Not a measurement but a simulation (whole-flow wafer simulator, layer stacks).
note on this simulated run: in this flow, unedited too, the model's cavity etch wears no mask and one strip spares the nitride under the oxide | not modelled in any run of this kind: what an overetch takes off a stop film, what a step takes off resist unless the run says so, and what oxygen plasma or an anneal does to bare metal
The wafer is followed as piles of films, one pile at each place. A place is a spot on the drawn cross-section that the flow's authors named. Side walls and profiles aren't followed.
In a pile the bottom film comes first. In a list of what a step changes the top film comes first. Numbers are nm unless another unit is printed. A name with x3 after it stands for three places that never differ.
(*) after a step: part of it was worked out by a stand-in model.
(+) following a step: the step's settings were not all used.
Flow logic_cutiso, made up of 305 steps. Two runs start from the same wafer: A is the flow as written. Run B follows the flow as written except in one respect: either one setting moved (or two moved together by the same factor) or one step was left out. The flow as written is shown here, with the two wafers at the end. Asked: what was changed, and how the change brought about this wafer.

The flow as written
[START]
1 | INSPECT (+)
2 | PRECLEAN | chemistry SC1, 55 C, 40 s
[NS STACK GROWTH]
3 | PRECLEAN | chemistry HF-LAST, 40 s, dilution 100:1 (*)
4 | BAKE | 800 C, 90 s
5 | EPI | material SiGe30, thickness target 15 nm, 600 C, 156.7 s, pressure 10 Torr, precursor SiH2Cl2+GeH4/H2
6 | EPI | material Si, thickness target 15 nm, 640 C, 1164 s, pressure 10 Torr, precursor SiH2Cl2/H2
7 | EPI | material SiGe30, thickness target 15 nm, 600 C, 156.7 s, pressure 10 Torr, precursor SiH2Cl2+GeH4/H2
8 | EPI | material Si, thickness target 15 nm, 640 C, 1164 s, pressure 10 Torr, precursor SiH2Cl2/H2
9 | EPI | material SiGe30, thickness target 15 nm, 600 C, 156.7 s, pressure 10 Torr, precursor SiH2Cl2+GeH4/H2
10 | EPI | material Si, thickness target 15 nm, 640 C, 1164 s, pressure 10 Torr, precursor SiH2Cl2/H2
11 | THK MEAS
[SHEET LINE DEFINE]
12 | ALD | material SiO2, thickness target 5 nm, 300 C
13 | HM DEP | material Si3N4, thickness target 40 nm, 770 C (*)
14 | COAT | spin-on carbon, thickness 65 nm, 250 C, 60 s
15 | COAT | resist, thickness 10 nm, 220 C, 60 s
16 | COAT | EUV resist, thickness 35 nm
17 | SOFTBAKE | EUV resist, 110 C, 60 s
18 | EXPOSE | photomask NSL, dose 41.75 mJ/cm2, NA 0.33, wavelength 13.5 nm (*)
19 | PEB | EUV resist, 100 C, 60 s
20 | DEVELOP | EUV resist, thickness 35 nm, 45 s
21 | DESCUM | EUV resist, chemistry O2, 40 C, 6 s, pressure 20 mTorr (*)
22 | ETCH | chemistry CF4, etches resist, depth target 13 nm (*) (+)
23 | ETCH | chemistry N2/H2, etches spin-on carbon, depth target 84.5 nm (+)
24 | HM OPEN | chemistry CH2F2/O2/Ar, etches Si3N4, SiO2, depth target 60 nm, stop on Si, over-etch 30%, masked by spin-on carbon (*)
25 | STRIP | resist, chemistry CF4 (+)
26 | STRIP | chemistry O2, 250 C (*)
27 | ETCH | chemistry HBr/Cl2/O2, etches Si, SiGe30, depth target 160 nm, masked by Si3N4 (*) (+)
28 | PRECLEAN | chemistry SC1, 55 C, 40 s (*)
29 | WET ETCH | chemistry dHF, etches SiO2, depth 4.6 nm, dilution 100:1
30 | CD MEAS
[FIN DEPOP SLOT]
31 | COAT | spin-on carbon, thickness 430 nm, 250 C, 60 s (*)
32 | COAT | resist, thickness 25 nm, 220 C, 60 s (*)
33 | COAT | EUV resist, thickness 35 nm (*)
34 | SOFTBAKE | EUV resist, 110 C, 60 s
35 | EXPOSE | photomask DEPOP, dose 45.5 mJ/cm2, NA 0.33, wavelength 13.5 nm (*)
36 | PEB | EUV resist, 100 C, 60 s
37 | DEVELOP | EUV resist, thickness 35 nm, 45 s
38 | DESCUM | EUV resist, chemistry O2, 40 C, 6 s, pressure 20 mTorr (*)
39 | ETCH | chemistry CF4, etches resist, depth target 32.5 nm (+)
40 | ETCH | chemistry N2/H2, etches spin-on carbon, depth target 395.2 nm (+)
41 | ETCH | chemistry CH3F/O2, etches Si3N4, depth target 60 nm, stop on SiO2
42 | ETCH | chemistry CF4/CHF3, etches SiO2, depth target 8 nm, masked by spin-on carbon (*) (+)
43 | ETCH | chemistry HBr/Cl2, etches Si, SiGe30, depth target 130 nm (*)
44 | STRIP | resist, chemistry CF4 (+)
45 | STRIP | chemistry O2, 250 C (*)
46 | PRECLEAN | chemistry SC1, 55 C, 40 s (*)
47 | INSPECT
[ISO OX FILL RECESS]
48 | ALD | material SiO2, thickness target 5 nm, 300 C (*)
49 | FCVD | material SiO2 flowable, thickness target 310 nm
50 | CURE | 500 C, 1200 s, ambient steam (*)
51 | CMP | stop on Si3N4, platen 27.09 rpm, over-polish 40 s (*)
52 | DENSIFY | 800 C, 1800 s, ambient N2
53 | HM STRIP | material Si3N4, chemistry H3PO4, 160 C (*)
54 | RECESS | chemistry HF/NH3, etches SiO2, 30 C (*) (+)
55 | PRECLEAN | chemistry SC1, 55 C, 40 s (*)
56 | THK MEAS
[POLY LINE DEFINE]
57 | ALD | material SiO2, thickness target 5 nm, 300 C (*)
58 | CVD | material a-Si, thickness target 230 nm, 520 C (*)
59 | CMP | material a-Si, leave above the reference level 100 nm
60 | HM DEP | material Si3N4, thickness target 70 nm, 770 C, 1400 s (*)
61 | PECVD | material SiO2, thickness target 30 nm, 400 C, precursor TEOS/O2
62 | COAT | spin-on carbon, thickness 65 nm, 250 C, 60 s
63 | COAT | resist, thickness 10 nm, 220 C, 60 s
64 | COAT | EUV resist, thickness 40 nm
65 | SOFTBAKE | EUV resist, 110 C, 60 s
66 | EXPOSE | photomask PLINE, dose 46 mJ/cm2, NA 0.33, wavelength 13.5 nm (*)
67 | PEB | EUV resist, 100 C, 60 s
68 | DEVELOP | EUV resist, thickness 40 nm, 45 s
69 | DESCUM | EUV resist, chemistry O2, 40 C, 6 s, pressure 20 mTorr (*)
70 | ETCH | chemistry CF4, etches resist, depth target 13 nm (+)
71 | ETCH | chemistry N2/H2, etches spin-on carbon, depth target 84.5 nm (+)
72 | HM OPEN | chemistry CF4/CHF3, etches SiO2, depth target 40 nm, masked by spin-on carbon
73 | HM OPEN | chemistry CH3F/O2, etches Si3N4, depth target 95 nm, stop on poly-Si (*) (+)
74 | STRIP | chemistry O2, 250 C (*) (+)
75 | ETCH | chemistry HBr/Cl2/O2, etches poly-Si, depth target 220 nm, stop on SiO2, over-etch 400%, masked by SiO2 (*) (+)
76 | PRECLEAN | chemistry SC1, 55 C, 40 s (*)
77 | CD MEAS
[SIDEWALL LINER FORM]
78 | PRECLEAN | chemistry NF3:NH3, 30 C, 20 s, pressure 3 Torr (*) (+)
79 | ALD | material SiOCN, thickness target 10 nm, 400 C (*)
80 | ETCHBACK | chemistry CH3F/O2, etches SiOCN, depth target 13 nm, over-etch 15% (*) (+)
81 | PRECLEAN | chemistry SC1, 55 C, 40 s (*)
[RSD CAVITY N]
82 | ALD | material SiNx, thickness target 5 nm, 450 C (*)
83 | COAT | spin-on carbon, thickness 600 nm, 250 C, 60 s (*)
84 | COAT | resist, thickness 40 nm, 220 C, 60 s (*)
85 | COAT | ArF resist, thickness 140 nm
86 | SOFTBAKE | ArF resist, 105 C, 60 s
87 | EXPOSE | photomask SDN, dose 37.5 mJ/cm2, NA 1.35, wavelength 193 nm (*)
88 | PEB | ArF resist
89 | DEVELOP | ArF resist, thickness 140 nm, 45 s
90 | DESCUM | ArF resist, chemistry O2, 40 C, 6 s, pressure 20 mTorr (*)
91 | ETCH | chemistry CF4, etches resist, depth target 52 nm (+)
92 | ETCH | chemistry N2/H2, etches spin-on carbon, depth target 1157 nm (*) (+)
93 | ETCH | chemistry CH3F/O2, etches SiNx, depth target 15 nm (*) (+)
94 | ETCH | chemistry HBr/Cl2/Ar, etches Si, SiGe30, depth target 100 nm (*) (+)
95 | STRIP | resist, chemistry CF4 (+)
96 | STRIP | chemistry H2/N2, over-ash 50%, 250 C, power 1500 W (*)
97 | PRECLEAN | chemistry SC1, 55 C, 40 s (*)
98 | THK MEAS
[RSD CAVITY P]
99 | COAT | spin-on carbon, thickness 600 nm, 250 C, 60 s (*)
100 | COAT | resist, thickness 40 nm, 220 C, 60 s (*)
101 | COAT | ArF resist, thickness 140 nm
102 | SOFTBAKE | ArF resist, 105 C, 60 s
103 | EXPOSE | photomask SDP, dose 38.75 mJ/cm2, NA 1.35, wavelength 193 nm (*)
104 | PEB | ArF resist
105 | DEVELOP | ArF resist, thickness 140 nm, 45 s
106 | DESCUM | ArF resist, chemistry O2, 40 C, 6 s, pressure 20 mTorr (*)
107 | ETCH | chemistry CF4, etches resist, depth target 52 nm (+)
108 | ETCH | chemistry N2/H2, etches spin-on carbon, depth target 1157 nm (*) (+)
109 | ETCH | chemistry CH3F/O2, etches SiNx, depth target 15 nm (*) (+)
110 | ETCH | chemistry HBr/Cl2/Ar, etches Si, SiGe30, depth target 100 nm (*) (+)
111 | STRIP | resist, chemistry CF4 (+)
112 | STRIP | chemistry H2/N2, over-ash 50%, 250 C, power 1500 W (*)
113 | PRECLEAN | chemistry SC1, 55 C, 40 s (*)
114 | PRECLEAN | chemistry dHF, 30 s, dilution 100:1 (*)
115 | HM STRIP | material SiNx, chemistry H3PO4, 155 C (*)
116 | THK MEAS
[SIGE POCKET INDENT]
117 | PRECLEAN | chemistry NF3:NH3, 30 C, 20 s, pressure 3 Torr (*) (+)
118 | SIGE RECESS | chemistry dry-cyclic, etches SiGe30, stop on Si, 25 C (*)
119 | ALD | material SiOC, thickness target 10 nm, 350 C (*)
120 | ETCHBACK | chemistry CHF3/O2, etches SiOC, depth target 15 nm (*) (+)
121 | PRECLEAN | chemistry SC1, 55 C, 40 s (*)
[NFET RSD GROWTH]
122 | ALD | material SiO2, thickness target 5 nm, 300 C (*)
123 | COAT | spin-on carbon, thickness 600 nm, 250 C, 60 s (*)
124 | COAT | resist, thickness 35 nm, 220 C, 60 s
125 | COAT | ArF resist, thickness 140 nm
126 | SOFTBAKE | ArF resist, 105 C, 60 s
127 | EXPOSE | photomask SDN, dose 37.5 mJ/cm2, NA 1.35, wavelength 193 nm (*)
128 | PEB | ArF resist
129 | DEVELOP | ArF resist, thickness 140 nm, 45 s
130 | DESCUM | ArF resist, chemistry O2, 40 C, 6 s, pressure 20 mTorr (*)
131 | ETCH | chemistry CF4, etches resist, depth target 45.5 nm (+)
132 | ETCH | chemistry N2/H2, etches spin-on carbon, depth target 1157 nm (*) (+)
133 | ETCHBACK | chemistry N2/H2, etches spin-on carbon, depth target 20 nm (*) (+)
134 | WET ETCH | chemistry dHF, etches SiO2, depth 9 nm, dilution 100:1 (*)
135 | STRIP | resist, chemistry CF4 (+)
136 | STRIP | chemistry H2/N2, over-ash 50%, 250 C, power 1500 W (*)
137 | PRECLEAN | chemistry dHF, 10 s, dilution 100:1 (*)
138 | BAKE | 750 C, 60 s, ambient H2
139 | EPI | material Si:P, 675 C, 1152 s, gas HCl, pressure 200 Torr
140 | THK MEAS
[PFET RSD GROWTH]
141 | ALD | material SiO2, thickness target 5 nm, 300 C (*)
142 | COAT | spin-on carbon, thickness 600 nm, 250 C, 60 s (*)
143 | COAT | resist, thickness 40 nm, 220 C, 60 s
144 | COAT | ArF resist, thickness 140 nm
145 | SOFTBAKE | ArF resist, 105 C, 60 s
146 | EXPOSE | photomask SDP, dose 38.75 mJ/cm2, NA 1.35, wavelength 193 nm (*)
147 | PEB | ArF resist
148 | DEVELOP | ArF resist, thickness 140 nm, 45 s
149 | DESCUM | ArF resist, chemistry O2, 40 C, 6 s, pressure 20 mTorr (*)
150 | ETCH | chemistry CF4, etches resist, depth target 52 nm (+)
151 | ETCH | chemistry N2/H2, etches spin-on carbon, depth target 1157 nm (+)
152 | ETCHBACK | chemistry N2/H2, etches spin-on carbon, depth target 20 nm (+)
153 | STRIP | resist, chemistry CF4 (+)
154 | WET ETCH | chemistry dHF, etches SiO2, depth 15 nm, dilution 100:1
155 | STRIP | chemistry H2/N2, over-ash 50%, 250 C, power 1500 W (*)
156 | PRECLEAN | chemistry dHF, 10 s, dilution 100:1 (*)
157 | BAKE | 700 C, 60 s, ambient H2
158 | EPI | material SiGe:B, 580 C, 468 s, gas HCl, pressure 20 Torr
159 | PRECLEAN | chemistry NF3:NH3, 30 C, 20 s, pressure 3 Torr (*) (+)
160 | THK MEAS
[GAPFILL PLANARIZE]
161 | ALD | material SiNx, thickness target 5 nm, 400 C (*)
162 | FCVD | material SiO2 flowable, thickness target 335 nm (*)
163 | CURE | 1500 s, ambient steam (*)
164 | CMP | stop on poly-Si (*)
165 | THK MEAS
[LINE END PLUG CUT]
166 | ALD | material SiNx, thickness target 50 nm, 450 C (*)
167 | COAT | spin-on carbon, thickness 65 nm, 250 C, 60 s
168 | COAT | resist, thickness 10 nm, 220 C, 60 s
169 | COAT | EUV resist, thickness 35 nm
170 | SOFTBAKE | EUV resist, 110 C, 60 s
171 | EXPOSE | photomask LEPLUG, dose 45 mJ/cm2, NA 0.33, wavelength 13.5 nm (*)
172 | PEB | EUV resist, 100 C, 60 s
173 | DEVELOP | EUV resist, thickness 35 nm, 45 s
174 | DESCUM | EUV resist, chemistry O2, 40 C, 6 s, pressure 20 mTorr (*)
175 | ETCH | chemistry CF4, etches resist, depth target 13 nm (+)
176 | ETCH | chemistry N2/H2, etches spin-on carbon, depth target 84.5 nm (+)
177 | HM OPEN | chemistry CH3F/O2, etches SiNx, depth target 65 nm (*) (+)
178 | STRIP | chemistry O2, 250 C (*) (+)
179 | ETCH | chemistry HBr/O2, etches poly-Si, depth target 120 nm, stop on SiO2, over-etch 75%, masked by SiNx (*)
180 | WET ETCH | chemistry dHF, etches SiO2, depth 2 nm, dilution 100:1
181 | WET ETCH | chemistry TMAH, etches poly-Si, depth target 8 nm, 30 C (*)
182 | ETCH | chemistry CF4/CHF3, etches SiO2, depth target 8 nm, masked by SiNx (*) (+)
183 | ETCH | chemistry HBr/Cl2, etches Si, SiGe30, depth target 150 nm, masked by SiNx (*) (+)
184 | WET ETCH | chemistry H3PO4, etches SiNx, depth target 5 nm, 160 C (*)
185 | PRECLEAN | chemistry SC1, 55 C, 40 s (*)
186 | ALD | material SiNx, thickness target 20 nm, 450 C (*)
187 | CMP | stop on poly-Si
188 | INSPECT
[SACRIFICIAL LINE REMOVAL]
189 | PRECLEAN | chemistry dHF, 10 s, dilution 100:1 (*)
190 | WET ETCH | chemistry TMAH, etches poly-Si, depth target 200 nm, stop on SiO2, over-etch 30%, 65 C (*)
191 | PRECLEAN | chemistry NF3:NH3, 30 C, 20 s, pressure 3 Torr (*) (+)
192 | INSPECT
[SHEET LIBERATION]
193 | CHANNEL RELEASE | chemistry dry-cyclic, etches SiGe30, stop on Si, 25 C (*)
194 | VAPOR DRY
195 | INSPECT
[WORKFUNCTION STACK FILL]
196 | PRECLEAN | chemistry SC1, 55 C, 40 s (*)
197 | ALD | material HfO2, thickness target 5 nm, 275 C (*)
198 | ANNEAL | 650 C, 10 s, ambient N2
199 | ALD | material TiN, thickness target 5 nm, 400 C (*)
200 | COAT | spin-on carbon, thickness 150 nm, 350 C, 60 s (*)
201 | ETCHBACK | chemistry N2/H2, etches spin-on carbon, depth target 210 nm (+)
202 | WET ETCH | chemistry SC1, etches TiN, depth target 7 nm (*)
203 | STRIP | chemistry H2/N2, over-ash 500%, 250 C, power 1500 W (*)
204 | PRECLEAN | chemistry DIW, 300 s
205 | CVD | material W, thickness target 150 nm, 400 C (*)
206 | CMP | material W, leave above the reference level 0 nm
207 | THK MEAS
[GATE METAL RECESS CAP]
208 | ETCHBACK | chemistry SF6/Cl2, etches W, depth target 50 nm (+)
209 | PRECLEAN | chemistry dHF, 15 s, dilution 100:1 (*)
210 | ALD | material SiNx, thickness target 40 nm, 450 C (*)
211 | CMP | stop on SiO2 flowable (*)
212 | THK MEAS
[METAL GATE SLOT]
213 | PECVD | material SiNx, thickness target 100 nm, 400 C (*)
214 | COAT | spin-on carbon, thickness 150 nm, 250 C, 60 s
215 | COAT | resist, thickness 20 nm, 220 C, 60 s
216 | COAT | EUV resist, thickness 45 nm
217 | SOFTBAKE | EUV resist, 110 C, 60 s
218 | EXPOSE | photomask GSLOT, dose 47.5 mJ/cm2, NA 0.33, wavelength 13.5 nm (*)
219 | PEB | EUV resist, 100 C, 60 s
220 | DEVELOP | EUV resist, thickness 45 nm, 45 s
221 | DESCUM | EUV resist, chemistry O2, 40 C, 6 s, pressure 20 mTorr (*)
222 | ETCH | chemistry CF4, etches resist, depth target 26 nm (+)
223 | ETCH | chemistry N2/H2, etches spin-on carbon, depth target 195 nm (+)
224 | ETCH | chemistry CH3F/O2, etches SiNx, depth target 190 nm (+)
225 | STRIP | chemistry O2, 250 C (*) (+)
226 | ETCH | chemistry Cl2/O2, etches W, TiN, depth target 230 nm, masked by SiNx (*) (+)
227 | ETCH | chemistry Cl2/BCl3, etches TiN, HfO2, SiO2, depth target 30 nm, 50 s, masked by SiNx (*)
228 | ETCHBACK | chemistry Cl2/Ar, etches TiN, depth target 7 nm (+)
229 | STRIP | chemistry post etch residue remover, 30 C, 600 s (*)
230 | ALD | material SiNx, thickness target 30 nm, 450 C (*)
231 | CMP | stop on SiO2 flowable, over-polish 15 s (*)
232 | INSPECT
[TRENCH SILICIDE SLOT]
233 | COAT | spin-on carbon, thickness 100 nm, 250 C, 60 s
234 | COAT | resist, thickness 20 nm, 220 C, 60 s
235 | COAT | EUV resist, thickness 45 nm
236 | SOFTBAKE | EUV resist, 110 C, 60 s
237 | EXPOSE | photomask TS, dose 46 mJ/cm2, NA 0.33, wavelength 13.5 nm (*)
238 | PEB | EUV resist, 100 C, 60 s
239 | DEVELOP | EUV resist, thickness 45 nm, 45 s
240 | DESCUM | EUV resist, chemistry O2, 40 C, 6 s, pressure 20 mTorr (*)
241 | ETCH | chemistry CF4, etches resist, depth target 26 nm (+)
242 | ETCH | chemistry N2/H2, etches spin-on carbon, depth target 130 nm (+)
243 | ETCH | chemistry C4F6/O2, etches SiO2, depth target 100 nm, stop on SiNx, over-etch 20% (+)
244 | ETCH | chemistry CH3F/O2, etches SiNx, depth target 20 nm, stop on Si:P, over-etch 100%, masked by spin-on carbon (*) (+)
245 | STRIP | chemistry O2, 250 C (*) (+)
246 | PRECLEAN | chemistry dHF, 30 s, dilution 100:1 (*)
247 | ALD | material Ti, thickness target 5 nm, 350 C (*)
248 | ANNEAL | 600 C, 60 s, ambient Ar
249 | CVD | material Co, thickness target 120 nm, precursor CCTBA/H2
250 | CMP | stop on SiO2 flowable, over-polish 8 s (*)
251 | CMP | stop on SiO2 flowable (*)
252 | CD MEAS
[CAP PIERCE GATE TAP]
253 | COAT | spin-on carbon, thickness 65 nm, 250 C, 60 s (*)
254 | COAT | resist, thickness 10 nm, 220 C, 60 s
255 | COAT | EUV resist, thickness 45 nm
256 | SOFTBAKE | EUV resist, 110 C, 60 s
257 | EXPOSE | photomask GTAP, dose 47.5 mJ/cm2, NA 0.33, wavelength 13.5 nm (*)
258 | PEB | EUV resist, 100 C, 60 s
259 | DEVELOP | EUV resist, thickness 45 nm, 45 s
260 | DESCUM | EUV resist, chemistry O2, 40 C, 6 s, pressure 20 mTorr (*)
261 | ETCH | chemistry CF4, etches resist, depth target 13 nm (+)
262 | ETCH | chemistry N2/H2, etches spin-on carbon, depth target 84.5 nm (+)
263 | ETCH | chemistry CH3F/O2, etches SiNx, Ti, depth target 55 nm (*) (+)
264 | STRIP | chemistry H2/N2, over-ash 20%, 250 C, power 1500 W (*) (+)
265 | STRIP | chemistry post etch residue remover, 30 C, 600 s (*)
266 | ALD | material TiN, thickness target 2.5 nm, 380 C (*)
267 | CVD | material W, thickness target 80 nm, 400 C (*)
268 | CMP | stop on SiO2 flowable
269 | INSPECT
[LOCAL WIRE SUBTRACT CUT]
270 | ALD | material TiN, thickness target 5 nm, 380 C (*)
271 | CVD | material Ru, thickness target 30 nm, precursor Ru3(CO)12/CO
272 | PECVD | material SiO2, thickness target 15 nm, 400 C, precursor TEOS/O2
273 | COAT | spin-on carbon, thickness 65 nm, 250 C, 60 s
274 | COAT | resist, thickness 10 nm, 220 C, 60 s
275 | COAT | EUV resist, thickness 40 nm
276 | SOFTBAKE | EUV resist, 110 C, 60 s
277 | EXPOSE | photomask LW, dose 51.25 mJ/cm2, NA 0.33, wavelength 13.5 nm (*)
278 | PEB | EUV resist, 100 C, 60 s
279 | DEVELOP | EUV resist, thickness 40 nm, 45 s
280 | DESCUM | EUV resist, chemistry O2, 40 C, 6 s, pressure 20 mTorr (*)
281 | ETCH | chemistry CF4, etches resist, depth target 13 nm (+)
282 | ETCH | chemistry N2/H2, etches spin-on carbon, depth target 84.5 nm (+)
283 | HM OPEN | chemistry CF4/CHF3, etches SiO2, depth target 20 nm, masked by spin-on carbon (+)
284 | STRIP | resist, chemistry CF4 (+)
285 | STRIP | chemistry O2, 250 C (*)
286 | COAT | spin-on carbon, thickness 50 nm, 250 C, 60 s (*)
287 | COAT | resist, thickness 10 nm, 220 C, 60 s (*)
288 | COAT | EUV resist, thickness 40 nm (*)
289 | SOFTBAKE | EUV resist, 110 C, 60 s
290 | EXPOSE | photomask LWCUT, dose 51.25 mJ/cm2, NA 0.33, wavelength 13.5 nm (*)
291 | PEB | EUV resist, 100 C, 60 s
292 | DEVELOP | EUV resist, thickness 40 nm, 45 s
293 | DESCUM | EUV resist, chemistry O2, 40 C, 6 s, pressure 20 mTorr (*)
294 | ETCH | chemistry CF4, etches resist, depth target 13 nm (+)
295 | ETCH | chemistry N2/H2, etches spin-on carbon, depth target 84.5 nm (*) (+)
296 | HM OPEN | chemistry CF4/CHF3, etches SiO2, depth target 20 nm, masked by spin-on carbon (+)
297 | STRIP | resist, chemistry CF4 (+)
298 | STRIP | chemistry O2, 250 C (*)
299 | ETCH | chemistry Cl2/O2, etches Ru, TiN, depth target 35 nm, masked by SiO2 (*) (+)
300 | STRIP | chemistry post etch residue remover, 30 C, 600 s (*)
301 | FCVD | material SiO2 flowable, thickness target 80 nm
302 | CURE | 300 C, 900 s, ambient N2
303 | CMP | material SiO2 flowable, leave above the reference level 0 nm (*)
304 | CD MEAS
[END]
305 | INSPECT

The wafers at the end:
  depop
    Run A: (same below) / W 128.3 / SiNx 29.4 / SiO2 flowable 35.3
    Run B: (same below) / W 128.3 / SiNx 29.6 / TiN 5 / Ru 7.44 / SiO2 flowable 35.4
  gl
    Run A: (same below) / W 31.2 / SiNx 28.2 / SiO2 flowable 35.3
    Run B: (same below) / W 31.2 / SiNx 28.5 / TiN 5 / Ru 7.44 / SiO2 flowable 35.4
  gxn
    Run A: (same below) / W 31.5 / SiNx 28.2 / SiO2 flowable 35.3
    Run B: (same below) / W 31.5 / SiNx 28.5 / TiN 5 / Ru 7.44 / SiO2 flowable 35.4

What caused this: step 271, CVD: thickness target 42.8 nm was run, though the flow has thickness target 30 nm.

The path from the change to this, step by step:
  271 | CVD | material Ru, thickness target 30 nm, precursor Ru3(CO)12/CO
      depop, dpovl, gfld and 19 more: A +30 Ru (new film) | B +42.8 Ru (new film)
  299 | ETCH | chemistry Cl2/O2, etches Ru, TiN, depth target 35 nm, masked by SiO2 (*) (+)
      depop, dpovl, gfld and 15 more: A -29.6 Ru (all of it), -5 TiN (all of it) | B -35 Ru
  301 | FCVD | material SiO2 flowable, thickness target 80 nm
      iso, rsdx: A +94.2 SiO2 flowable | B +94.3 SiO2 flowable (new film)
With metal films that touch counted as one body, depop has 2 bodies (between them, from the top down: SiNx 29.6); the flow as written gives 1 body.
With metal films that touch counted as one body, gl has 5 bodies (between them, from the top down: SiNx 28.5; HfO2 5 / chemical SiO2 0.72 / Si 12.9 / chemical SiO2 0.8 / HfO2 5; HfO2 5 / chemical SiO2 0.8 / Si 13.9 / chemical SiO2 0.8 / HfO2 5; HfO2 5 / chemical SiO2 0.8 / Si 13.9 / chemical SiO2 0.8 / HfO2 5); the flow as written gives 4 bodies (between them, from the top down: HfO2 5 / chemical SiO2 0.72 / Si 12.9 / chemical SiO2 0.8 / HfO2 5; HfO2 5 / chemical SiO2 0.8 / Si 13.9 / chemical SiO2 0.8 / HfO2 5; HfO2 5 / chemical SiO2 0.8 / Si 13.9 / chemical SiO2 0.8 / HfO2 5).
With metal films that touch counted as one body, gxn has 5 bodies (between them, from the top down: SiNx 28.5; HfO2 5 / chemical SiO2 0.72 / Si 12.9 / chemical SiO2 0.8 / HfO2 5; HfO2 5 / chemical SiO2 0.8 / Si 13.9 / chemical SiO2 0.8 / HfO2 5; HfO2 5 / chemical SiO2 0.8 / Si 13.9 / chemical SiO2 0.8 / HfO2 5); the flow as written gives 4 bodies (between them, from the top down: HfO2 5 / chemical SiO2 0.72 / Si 12.9 / chemical SiO2 0.8 / HfO2 5; HfO2 5 / chemical SiO2 0.8 / Si 13.9 / chemical SiO2 0.8 / HfO2 5; HfO2 5 / chemical SiO2 0.8 / Si 13.9 / chemical SiO2 0.8 / HfO2 5).
